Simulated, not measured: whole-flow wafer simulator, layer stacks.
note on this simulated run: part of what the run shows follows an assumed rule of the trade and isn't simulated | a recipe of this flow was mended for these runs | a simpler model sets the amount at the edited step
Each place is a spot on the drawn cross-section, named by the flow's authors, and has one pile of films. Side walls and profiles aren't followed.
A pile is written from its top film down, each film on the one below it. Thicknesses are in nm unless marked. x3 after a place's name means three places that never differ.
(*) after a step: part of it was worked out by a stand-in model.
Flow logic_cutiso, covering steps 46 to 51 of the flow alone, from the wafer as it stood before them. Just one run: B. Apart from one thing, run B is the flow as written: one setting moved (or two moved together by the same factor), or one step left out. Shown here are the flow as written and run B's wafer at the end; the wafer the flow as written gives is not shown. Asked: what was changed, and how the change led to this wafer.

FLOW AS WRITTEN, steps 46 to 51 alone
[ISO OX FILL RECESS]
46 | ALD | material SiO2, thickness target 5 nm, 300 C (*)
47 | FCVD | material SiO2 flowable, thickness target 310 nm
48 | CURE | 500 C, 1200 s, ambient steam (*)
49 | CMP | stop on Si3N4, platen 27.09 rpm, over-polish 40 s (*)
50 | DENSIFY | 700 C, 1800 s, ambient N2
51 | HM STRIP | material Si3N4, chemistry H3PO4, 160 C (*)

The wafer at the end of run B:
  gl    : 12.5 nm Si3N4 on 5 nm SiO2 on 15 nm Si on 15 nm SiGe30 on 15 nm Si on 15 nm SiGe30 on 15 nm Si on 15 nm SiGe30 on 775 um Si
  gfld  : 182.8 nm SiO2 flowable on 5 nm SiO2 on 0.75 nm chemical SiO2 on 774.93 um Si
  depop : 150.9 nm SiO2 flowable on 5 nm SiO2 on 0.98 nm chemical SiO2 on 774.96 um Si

The reason: step 51, HM STRIP: 128 C was run, whereas the flow has 160 C.

How this came from the change, step by step:
  51 | HM STRIP | material Si3N4, chemistry H3PO4, 160 C (*)
      gl, glp, gxn x2 and 10 more: -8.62 Si3N4 (as written it would have been: -21.2 Si3N4 (all of it), -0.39 SiO2)
      depop, dpovl, gfld, gxf, iso, isow, lnri, nsgap: -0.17 SiO2 flowable (as written it would have been: -2.22 SiO2 flowable)
